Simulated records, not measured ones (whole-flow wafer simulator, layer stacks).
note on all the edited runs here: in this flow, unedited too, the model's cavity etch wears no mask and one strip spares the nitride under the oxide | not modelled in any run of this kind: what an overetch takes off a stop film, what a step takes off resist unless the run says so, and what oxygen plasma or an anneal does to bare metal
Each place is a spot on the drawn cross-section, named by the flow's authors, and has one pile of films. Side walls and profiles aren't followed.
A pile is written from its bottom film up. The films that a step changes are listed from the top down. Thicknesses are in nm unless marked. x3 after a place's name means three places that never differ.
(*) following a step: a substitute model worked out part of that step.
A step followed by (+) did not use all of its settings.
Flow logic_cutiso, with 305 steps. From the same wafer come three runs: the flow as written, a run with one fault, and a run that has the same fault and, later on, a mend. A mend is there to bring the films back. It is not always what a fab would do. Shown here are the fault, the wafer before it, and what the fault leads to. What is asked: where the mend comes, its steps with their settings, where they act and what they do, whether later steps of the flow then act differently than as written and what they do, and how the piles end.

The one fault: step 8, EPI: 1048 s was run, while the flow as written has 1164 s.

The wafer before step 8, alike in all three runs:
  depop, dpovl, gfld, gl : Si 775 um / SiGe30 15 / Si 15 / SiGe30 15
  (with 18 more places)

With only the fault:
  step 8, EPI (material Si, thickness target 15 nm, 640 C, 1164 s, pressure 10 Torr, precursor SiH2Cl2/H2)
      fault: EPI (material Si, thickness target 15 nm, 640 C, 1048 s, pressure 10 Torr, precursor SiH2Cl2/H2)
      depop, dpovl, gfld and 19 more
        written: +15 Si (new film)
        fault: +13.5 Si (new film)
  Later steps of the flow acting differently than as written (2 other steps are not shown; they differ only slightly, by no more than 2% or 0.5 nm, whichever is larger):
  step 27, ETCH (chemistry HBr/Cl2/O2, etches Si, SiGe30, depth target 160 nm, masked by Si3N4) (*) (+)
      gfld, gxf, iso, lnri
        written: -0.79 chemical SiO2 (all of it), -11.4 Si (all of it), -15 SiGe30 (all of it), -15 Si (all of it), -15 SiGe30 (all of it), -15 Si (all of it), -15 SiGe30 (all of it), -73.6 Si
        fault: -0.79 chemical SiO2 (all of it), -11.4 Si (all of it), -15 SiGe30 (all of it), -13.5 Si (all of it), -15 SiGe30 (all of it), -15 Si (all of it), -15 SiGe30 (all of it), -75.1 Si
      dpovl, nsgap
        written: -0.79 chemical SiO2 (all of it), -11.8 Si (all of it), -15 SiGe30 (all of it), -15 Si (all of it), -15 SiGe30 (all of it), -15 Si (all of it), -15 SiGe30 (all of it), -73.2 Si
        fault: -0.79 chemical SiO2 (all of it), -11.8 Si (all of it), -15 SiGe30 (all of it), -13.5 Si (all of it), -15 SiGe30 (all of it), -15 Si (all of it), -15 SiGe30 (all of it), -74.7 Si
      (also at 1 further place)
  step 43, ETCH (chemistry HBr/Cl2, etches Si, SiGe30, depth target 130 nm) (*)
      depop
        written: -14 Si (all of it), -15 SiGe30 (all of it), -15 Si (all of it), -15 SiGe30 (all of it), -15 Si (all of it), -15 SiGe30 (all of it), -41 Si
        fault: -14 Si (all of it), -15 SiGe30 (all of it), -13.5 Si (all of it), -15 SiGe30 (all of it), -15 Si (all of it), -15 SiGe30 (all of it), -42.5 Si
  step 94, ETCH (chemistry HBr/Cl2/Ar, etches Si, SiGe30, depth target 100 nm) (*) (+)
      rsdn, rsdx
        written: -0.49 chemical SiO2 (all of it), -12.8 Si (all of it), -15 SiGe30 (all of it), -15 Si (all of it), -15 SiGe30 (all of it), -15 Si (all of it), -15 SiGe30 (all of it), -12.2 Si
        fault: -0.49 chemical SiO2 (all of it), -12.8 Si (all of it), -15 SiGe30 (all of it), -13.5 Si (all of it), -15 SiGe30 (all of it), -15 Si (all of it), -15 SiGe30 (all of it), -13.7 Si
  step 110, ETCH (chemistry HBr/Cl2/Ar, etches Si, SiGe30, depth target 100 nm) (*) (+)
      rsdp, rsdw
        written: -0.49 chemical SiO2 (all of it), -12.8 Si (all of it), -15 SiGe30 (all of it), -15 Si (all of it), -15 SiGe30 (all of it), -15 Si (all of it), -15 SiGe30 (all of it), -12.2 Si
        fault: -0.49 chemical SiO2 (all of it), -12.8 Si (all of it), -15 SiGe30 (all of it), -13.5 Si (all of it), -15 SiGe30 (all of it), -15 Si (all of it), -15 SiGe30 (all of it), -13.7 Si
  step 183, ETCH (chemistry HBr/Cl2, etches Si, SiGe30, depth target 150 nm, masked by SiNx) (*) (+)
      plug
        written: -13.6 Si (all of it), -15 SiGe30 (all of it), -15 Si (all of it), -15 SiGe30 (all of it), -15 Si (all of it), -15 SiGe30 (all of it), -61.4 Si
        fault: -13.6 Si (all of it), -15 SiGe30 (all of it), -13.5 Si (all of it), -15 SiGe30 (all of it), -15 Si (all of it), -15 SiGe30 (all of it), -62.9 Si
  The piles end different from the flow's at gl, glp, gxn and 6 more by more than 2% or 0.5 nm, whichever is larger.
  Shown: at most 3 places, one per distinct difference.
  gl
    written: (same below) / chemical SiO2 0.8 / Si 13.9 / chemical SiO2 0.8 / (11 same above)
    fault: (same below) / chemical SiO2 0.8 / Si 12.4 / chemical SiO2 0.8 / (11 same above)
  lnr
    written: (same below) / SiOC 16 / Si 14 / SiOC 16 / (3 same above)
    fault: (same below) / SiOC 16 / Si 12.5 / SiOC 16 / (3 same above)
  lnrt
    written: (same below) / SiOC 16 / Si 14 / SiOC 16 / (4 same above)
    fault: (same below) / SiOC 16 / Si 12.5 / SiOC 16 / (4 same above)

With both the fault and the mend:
  The mend stands after step 8.
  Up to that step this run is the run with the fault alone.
  step 8a, EPI (material Si, thickness target 15 nm, 640 C, 116.4 s, pressure 10 Torr, precursor SiH2Cl2/H2) (a further turn of the flow's step 8, with different settings)
      depop, dpovl, gfld and 19 more
        +1.5 Si
  Later steps of the flow that are run all act as written at every place that is followed.
  By the end, the piles equal the flow's at every place that both follow.
